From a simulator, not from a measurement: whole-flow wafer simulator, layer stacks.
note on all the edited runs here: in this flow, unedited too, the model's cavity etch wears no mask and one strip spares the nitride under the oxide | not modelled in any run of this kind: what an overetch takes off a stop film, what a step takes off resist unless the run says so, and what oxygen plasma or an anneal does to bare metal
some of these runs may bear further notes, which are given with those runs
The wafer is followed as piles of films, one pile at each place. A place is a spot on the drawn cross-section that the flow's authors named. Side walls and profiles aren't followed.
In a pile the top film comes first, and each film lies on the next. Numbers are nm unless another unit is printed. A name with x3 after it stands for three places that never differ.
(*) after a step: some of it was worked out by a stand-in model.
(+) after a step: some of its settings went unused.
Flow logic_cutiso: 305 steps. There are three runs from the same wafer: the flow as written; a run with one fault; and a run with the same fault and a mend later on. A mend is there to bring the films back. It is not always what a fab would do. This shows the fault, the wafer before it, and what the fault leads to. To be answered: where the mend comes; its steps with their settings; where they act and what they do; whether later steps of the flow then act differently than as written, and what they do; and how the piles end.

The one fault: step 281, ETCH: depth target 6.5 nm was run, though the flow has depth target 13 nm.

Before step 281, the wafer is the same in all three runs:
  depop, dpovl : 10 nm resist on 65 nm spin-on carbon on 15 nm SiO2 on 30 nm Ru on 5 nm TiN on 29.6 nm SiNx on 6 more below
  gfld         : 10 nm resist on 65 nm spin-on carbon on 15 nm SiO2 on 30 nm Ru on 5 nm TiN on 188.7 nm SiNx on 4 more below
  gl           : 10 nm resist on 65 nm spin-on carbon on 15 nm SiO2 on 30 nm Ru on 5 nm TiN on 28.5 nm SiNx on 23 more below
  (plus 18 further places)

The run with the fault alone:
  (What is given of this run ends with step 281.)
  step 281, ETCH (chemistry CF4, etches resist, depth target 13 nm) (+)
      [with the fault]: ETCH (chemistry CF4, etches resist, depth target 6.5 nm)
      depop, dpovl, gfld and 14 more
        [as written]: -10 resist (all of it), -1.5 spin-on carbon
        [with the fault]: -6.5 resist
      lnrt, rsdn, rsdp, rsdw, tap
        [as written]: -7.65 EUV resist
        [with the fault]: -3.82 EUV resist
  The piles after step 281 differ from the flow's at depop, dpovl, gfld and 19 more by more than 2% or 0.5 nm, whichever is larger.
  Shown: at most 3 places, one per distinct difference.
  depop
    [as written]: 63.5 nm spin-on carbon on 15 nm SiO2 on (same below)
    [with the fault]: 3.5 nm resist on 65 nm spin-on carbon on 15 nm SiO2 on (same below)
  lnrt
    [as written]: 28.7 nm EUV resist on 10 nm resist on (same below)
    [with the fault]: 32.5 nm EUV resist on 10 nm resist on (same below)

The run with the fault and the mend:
  The mend follows step 281.
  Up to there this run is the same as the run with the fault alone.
  step 281a, ETCH (chemistry CF4, etches resist, depth target 6.5 nm) (*) (+) (the flow's step 281 again, with other settings)
      depop, dpovl, gfld and 14 more
        -3.5 resist (all of it), -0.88 spin-on carbon
      lnrt, rsdn, rsdp, rsdw, tap
        -3.09 EUV resist
  Steps further on in the flow that do not act as written (not shown: 1 more step that differs only slightly, by at most 2% or 0.5 nm, whichever is larger):
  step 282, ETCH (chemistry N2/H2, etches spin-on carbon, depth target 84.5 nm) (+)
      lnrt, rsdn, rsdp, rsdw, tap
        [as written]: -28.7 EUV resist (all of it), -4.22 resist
        [with the mend]: -29.4 EUV resist (all of it), -4.18 resist
  The piles end the same as the flow's at every place that both follow.
